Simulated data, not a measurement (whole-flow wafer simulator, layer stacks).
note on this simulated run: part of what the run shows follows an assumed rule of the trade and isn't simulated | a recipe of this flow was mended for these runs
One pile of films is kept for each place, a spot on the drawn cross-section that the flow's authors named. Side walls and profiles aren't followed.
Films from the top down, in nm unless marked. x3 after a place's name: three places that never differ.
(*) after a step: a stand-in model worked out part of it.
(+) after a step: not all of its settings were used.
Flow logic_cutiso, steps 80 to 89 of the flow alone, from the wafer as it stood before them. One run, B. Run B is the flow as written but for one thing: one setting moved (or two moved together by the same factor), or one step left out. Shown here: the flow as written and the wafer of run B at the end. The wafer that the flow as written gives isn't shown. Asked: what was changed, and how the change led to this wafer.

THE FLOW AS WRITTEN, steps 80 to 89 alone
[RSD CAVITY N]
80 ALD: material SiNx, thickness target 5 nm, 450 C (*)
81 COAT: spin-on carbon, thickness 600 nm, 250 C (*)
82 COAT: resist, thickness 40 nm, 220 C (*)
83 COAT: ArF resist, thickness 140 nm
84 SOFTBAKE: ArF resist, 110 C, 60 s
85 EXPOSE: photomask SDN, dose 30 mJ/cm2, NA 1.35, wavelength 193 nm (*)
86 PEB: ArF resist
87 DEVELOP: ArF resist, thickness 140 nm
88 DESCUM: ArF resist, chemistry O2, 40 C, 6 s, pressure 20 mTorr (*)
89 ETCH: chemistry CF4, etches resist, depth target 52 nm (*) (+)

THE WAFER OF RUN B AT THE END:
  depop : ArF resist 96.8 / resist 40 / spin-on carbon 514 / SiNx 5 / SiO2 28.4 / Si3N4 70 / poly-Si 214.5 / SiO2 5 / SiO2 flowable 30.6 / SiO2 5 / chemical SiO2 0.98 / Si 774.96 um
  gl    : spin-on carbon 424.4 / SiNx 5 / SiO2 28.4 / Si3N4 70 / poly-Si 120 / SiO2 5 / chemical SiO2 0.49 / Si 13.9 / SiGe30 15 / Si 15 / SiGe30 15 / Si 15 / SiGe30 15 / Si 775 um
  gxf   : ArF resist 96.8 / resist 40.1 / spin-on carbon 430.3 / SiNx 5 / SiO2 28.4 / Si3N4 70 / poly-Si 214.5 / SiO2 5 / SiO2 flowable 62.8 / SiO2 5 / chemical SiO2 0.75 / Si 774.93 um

The cause: step 81, COAT: thickness 514 nm was run, where the flow has thickness 600 nm.
It can be read off the wafer: depop has spin-on carbon 514, and step 81 as written asks for 600 nm.

How the change led to this, step by step:
  81 COAT: spin-on carbon, thickness 600 nm, 250 C (*)
      depop, dpovl x3, ns: spin-on carbon +514 (new film) (as written it would be: spin-on carbon +600 (new film))
      gfld, gxf, gxn, gxp: spin-on carbon +430.3 (new film) (as written it would be: spin-on carbon +516.3 (new film))
      (and at 13 more places)
